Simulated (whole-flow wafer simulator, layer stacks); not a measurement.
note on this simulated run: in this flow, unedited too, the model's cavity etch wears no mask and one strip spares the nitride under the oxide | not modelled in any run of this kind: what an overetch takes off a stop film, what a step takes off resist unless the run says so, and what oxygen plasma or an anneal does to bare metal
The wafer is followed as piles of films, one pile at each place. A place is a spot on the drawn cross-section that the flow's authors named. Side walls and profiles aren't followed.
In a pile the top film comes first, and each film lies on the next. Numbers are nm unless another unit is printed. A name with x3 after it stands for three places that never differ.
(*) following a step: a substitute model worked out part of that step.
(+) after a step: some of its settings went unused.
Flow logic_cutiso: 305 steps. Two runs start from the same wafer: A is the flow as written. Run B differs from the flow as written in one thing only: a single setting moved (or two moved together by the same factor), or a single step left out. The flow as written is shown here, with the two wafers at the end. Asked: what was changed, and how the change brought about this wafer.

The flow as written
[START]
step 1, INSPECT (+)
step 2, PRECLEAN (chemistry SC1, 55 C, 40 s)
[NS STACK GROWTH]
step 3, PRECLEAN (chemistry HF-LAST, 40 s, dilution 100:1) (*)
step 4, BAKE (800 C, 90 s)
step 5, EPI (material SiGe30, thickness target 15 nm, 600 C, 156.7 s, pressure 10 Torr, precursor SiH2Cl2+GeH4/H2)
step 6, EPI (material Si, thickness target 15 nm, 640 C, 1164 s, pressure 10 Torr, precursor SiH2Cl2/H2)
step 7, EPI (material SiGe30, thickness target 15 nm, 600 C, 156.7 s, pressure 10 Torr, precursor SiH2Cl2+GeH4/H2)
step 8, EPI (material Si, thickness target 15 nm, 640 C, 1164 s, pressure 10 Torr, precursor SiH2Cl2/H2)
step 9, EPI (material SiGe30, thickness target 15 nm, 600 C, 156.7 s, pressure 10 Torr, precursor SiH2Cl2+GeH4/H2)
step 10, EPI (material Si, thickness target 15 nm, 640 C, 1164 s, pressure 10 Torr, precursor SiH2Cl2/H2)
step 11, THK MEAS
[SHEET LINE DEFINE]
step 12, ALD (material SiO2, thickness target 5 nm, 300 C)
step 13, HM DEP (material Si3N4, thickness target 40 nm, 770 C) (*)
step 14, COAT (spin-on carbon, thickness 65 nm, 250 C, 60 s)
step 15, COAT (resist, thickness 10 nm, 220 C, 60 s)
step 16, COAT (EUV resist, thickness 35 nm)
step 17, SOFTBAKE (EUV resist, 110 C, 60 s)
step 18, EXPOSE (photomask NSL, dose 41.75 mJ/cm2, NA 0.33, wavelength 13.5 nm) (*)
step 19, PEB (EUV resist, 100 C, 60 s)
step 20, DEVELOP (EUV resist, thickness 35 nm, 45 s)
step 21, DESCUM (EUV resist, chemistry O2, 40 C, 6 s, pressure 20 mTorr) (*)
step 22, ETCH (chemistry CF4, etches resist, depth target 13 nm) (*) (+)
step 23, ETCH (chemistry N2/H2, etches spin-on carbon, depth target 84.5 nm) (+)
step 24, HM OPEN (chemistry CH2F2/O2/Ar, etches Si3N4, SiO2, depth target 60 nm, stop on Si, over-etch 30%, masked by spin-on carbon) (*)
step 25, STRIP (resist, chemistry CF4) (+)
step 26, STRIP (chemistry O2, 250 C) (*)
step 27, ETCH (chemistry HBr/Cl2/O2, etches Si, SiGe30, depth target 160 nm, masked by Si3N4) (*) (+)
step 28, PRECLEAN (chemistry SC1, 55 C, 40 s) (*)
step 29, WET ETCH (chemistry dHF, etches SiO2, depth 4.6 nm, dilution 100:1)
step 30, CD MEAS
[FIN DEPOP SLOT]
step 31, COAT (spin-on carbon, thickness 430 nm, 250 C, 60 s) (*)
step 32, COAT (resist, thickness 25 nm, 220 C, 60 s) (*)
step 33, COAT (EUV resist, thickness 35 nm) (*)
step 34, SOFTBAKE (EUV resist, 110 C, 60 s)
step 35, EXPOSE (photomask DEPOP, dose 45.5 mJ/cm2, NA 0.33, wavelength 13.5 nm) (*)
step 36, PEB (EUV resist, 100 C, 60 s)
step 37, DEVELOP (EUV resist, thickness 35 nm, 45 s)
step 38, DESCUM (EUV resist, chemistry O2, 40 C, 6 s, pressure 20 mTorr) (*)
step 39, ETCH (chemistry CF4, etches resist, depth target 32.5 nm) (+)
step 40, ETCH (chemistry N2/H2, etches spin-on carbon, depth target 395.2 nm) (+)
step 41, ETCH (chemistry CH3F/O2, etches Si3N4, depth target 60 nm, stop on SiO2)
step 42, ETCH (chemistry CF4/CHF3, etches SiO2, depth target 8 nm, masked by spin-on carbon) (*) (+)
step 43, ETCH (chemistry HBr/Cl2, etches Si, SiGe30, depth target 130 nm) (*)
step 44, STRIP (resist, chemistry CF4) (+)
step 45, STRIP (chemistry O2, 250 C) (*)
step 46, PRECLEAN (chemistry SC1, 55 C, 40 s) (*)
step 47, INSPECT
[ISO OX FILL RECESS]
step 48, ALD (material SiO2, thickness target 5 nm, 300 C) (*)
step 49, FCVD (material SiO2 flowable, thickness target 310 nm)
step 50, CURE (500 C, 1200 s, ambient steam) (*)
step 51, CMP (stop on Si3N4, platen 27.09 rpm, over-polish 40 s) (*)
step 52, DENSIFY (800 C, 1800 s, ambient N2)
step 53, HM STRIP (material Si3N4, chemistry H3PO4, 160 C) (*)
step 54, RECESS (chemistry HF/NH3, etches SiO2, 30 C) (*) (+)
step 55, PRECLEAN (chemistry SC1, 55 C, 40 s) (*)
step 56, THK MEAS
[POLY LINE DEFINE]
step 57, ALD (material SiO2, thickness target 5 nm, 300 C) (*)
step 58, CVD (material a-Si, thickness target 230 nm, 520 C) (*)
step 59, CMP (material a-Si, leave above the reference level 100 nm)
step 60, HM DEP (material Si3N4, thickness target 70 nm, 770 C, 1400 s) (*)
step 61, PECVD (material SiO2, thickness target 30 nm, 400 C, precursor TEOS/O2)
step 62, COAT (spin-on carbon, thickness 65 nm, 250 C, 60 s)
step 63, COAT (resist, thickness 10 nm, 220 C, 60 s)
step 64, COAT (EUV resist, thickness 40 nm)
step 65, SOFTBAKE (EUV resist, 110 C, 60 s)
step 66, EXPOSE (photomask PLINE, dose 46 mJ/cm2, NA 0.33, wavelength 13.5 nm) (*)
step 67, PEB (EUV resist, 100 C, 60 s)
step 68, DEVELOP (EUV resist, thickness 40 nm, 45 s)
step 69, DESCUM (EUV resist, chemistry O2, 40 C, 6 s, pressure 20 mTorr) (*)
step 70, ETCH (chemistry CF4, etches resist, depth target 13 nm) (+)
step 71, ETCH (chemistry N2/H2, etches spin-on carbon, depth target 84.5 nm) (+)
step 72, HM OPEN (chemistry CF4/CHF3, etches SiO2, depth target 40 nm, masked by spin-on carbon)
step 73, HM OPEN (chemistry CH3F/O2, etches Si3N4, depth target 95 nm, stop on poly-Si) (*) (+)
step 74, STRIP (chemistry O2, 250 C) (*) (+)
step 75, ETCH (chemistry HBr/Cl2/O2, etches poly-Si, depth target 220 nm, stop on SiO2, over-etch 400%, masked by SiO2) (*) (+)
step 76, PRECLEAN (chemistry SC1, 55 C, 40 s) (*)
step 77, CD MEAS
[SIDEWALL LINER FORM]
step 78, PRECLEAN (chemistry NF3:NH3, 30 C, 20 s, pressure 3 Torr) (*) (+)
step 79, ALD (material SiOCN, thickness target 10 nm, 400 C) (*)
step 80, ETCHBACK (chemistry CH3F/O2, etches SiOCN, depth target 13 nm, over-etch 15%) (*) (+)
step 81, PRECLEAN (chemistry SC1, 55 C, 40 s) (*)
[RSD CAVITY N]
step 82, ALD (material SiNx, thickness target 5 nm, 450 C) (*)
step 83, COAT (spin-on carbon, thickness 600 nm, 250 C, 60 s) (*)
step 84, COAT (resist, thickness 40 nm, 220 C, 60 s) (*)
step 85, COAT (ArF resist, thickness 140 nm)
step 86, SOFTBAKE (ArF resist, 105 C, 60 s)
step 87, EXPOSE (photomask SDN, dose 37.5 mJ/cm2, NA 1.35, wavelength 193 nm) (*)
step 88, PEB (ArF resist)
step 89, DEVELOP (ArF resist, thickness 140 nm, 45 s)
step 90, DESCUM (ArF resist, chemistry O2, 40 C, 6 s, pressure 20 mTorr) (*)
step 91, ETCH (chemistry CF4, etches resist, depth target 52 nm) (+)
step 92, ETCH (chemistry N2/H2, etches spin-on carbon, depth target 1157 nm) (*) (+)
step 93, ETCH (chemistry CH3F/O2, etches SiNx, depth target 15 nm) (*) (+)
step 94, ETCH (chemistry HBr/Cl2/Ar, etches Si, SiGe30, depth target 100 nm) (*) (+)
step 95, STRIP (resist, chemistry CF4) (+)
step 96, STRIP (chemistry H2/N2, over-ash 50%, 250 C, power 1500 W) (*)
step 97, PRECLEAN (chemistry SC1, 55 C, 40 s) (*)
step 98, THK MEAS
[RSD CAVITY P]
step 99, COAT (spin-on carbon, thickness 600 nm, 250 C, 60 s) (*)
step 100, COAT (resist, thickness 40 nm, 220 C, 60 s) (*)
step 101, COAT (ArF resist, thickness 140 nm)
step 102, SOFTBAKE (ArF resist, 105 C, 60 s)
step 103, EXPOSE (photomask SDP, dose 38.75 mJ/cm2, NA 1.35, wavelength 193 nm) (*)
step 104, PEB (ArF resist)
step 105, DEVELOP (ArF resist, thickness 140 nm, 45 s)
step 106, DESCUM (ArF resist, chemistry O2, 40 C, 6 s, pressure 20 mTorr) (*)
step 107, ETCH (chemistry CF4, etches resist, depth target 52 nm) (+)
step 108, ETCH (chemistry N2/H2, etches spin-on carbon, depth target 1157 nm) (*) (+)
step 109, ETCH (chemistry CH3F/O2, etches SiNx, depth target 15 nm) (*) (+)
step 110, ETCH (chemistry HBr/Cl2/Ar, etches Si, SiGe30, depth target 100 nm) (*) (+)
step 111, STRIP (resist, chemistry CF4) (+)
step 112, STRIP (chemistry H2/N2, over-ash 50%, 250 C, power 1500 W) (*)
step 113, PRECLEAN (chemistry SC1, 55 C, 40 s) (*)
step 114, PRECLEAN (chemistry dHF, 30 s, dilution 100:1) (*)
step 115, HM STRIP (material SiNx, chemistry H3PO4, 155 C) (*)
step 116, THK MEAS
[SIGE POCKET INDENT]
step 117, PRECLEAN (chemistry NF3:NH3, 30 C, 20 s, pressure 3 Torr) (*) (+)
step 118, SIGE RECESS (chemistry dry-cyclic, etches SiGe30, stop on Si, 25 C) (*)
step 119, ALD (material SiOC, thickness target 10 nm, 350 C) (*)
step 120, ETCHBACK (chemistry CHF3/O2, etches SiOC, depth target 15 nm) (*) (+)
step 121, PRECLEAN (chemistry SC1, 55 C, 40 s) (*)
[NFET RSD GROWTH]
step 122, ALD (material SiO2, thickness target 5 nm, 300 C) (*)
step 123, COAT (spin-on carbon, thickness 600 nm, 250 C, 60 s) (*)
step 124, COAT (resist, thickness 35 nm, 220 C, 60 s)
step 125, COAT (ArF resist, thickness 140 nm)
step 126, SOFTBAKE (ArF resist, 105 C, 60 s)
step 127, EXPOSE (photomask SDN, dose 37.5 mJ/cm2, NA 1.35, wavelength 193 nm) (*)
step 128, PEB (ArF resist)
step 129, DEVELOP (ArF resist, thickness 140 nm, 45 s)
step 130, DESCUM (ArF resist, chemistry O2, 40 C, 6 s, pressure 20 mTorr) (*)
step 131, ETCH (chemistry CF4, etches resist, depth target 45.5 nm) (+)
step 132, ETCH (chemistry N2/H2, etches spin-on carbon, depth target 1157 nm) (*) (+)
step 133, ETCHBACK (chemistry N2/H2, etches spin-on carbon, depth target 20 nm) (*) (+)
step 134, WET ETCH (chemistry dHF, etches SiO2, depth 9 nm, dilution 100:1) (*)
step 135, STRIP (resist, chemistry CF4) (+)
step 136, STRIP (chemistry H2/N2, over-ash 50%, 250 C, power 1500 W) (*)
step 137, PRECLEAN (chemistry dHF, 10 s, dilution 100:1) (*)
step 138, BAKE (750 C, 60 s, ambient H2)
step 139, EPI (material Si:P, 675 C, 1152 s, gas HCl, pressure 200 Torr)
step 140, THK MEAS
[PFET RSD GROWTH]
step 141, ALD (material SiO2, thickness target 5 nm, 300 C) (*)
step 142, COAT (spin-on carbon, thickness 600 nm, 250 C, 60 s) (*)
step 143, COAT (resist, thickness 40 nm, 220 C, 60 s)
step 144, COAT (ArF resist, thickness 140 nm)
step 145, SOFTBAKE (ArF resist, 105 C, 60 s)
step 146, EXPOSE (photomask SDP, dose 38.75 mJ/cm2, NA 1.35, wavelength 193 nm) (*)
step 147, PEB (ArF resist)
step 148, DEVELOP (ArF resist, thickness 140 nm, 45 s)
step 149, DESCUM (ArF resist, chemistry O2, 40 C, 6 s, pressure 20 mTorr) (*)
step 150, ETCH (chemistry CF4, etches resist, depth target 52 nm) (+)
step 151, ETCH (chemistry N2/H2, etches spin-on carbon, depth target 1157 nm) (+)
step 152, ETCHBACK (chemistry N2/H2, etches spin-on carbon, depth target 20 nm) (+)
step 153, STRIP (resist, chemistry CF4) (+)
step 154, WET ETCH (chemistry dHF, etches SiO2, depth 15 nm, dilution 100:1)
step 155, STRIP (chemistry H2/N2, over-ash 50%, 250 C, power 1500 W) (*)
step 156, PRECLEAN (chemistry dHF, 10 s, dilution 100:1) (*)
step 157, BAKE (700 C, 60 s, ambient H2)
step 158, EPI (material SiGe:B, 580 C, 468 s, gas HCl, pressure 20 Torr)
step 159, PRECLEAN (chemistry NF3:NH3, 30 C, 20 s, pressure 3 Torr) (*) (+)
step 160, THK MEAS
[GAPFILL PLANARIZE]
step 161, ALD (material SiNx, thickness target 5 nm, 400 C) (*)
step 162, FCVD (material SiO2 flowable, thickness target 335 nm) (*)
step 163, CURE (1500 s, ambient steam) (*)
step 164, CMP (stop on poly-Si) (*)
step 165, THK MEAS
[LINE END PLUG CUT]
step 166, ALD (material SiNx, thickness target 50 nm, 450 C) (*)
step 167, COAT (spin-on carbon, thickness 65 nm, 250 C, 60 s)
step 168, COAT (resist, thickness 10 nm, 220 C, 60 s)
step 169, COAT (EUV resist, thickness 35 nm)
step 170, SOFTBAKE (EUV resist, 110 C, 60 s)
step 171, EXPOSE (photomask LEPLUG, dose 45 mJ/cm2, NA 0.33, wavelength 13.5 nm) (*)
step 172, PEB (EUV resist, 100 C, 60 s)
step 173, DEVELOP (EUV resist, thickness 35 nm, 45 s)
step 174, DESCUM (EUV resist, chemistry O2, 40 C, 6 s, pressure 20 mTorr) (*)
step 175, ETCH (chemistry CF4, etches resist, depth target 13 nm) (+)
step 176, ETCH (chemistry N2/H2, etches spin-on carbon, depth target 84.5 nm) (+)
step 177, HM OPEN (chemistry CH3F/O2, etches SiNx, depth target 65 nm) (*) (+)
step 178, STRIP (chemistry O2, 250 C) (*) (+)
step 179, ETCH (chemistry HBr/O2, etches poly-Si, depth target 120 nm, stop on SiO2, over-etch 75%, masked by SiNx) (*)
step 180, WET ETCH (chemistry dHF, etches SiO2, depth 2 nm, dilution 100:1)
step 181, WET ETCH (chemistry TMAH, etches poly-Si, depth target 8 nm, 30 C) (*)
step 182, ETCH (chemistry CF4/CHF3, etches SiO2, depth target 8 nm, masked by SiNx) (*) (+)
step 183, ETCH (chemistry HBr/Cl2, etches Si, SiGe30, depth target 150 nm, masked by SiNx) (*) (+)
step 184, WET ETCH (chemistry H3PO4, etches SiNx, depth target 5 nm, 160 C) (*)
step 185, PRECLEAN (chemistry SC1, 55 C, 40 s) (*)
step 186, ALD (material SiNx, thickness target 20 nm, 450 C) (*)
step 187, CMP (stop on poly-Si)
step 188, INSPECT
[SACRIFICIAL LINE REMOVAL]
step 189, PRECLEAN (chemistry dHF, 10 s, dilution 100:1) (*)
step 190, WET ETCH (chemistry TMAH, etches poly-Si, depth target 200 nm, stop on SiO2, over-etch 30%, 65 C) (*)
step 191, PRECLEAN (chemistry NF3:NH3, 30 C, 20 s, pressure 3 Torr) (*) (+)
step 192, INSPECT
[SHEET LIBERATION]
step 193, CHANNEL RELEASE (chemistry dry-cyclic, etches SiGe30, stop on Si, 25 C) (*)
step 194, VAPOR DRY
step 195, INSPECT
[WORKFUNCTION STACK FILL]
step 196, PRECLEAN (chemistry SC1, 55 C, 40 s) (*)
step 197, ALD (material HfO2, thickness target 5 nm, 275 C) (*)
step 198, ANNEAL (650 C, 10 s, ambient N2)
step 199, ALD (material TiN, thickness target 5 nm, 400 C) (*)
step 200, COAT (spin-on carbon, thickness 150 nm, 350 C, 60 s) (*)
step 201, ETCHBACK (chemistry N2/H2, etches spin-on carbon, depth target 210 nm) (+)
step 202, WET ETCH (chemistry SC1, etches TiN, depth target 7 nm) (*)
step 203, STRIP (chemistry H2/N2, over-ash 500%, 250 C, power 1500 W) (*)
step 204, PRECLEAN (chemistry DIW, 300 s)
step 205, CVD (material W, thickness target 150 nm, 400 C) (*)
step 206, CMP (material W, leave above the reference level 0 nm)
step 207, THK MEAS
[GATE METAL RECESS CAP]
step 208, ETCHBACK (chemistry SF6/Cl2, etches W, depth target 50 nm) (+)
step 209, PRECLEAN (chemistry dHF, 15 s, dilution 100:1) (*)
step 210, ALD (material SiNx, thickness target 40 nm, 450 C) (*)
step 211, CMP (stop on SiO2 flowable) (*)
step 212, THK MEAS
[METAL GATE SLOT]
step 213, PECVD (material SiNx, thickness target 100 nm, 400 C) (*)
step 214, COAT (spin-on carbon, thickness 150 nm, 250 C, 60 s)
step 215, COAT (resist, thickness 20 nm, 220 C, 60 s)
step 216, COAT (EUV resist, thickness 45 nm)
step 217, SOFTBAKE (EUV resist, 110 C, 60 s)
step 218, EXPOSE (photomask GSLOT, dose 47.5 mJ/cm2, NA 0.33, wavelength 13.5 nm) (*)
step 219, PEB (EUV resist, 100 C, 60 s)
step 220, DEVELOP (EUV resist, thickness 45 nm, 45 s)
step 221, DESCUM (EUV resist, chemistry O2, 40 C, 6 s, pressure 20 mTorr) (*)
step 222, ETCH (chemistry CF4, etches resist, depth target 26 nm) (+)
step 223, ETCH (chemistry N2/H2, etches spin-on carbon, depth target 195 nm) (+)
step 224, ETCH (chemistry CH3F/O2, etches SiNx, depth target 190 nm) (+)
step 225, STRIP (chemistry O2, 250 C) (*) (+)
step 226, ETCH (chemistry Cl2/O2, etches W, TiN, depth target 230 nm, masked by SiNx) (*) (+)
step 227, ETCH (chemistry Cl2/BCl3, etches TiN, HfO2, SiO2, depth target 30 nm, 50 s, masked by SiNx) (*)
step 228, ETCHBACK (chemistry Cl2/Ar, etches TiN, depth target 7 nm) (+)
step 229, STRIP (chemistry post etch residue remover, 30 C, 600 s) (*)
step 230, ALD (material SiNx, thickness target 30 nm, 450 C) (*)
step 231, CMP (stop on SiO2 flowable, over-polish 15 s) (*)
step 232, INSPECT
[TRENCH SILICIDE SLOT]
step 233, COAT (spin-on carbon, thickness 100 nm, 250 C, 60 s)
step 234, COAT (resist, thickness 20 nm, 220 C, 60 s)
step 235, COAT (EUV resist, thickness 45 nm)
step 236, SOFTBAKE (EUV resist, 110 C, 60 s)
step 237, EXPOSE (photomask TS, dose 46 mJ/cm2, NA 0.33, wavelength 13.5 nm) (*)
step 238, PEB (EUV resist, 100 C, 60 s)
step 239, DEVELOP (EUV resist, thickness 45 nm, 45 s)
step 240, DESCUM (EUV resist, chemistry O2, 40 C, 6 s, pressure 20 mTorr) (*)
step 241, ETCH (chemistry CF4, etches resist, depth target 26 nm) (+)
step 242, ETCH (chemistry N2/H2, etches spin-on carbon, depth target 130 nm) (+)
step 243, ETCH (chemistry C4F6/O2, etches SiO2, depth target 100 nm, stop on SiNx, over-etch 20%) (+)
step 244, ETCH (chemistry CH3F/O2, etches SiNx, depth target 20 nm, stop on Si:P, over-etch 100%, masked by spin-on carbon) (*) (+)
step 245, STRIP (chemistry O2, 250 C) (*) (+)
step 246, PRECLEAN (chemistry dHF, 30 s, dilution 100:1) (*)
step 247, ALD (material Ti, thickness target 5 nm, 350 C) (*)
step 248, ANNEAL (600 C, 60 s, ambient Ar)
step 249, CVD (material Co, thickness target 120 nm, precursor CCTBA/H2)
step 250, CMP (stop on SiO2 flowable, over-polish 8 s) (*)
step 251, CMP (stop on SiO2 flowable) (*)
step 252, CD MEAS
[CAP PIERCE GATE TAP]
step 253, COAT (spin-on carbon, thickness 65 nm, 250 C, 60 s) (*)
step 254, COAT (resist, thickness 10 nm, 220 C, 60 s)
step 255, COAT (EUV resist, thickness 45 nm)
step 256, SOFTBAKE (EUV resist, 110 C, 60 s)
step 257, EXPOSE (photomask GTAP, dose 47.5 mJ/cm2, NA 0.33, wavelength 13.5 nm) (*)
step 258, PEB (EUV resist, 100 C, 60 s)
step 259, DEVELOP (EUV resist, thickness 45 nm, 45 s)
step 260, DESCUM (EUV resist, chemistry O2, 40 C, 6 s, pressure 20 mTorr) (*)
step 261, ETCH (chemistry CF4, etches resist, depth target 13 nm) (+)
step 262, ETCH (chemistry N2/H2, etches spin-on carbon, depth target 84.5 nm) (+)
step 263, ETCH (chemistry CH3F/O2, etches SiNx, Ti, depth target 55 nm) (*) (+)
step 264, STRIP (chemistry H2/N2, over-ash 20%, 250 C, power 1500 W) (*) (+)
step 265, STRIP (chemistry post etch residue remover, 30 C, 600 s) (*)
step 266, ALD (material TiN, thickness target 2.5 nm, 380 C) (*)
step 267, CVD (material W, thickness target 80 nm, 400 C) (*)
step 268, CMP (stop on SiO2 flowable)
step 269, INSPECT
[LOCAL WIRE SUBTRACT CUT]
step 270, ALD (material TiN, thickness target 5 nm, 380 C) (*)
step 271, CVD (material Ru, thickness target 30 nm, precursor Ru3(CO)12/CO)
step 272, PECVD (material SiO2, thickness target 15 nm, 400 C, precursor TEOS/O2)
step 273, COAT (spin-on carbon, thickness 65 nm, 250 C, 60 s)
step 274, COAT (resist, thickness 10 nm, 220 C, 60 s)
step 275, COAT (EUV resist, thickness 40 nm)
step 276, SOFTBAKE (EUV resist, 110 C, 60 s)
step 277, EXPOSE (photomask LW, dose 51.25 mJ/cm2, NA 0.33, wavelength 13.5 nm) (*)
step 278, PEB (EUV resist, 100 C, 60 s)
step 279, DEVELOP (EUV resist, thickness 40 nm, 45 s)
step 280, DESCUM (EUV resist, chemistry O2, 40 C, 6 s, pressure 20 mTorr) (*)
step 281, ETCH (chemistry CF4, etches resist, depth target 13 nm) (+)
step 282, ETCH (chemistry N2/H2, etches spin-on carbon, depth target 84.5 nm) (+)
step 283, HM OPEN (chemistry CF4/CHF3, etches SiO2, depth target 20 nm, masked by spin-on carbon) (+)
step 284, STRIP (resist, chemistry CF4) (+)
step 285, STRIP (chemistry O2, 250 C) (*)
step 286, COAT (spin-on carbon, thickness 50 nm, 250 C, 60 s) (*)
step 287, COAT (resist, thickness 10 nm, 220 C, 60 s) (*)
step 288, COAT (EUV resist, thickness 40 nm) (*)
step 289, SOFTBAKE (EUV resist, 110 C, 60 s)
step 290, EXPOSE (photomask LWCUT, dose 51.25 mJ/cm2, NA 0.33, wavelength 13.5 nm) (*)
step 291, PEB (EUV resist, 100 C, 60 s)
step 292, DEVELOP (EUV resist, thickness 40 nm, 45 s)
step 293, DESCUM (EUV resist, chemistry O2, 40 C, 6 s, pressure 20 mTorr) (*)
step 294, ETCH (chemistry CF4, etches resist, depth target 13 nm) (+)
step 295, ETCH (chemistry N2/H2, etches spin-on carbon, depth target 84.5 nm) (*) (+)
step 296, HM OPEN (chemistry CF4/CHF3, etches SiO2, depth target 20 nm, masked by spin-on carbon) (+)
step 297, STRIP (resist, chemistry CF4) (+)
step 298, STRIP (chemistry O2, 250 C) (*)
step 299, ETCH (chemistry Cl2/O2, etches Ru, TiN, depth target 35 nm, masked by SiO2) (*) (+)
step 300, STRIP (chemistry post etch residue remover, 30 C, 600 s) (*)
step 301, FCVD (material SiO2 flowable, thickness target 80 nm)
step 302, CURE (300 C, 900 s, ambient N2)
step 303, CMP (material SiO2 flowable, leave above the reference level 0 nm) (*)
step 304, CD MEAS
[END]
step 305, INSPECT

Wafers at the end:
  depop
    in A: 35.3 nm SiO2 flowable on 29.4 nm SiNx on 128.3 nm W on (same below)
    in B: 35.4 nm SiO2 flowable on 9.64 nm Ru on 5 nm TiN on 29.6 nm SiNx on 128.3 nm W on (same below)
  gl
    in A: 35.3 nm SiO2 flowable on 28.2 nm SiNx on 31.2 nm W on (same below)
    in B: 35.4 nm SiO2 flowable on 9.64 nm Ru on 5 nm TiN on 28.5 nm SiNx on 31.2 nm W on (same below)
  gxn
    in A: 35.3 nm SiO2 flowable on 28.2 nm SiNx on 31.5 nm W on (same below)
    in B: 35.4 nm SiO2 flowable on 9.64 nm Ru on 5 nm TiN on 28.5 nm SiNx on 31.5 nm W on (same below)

What caused this: step 271, CVD: thickness target 45 nm was run, while the flow as written has thickness target 30 nm.

The path from the change to this, step by step:
  step 271, CVD (material Ru, thickness target 30 nm, precursor Ru3(CO)12/CO)
      depop, dpovl, gfld and 19 more: A Ru gains 30 (new film) | B Ru gains 45 (new film)
  step 299, ETCH (chemistry Cl2/O2, etches Ru, TiN, depth target 35 nm, masked by SiO2) (*) (+)
      depop, dpovl, gfld and 15 more: A Ru loses 29.6 (all of it), TiN loses 5 (all of it) | B Ru loses 35
  step 301, FCVD (material SiO2 flowable, thickness target 80 nm)
      iso, rsdx: A SiO2 flowable gains 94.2 | B SiO2 flowable gains 94.3 (new film)
Taking metal films that touch as one body, depop has 2 bodies (between them, from the top down: SiNx 29.6); the flow as written gives 1 body.
Taking metal films that touch as one body, gl has 5 bodies (between them, from the top down: SiNx 28.5; HfO2 5 / chemical SiO2 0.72 / Si 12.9 / chemical SiO2 0.8 / HfO2 5; HfO2 5 / chemical SiO2 0.8 / Si 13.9 / chemical SiO2 0.8 / HfO2 5; HfO2 5 / chemical SiO2 0.8 / Si 13.9 / chemical SiO2 0.8 / HfO2 5); the flow as written gives 4 bodies (between them, from the top down: HfO2 5 / chemical SiO2 0.72 / Si 12.9 / chemical SiO2 0.8 / HfO2 5; HfO2 5 / chemical SiO2 0.8 / Si 13.9 / chemical SiO2 0.8 / HfO2 5; HfO2 5 / chemical SiO2 0.8 / Si 13.9 / chemical SiO2 0.8 / HfO2 5).
Taking metal films that touch as one body, gxn has 5 bodies (between them, from the top down: SiNx 28.5; HfO2 5 / chemical SiO2 0.72 / Si 12.9 / chemical SiO2 0.8 / HfO2 5; HfO2 5 / chemical SiO2 0.8 / Si 13.9 / chemical SiO2 0.8 / HfO2 5; HfO2 5 / chemical SiO2 0.8 / Si 13.9 / chemical SiO2 0.8 / HfO2 5); the flow as written gives 4 bodies (between them, from the top down: HfO2 5 / chemical SiO2 0.72 / Si 12.9 / chemical SiO2 0.8 / HfO2 5; HfO2 5 / chemical SiO2 0.8 / Si 13.9 / chemical SiO2 0.8 / HfO2 5; HfO2 5 / chemical SiO2 0.8 / Si 13.9 / chemical SiO2 0.8 / HfO2 5).
